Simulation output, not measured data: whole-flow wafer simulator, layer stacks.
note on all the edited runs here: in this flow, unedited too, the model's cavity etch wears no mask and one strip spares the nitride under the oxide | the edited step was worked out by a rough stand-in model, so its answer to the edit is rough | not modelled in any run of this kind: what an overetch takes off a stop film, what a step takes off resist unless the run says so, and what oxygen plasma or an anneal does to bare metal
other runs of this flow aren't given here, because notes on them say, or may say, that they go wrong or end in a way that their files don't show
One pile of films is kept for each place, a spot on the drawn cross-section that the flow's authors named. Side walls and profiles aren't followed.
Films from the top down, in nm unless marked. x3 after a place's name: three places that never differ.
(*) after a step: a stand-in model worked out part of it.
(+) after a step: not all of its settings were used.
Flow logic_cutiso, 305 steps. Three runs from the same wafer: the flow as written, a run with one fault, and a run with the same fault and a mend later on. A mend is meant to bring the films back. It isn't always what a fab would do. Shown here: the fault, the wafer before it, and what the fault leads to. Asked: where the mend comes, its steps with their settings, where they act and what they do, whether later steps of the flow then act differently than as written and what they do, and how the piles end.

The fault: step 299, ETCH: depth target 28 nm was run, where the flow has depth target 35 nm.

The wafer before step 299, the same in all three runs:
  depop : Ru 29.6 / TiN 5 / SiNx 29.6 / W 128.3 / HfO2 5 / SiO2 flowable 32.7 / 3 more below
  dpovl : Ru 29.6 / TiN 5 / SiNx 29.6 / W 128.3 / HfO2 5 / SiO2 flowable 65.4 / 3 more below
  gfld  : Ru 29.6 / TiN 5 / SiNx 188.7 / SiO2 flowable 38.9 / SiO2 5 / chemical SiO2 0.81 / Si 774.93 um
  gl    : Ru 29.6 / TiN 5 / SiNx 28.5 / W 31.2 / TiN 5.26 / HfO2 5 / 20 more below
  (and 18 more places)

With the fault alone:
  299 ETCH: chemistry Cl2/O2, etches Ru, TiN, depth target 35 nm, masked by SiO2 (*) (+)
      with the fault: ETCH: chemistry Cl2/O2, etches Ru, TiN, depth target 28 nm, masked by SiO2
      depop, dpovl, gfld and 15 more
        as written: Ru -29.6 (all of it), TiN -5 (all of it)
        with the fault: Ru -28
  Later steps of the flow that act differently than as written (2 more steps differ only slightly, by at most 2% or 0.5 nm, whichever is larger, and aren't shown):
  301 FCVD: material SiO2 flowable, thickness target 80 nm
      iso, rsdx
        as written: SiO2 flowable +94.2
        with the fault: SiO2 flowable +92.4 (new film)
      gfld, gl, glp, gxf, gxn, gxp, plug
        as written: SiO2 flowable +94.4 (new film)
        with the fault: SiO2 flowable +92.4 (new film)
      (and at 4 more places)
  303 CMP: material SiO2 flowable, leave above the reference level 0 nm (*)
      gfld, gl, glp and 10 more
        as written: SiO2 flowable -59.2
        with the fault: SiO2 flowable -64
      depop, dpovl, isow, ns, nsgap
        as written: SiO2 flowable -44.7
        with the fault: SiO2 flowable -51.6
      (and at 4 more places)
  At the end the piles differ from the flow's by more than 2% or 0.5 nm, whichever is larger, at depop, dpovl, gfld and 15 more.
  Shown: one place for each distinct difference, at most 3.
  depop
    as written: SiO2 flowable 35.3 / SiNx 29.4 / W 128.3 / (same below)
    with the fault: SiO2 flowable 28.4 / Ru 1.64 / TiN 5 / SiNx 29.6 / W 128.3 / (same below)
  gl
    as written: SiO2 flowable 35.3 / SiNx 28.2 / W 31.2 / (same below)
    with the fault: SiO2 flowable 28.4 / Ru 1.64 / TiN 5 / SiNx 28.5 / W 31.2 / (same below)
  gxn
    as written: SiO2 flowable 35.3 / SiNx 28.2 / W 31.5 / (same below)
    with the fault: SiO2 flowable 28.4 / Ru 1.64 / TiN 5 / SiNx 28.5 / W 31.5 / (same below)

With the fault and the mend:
  The mend comes after step 299.
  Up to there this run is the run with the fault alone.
  299a ETCH: chemistry Cl2/O2, etches Ru, TiN, depth target 7 nm, masked by SiO2 (*) (+) (the flow's step 299 once more, with other settings)
      depop, dpovl, gfld and 14 more
        Ru -1.64 (all of it), TiN -5 (all of it)
      lnrt, rsdn, rsdp, tap
        SiO2 -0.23
      rsdw
        Ru -1.65 (all of it), TiN -5 (all of it)
  No later step of the flow acts differently than as written at any place that is followed.
  At the end the piles are the same as the flow's at every place that both follow.
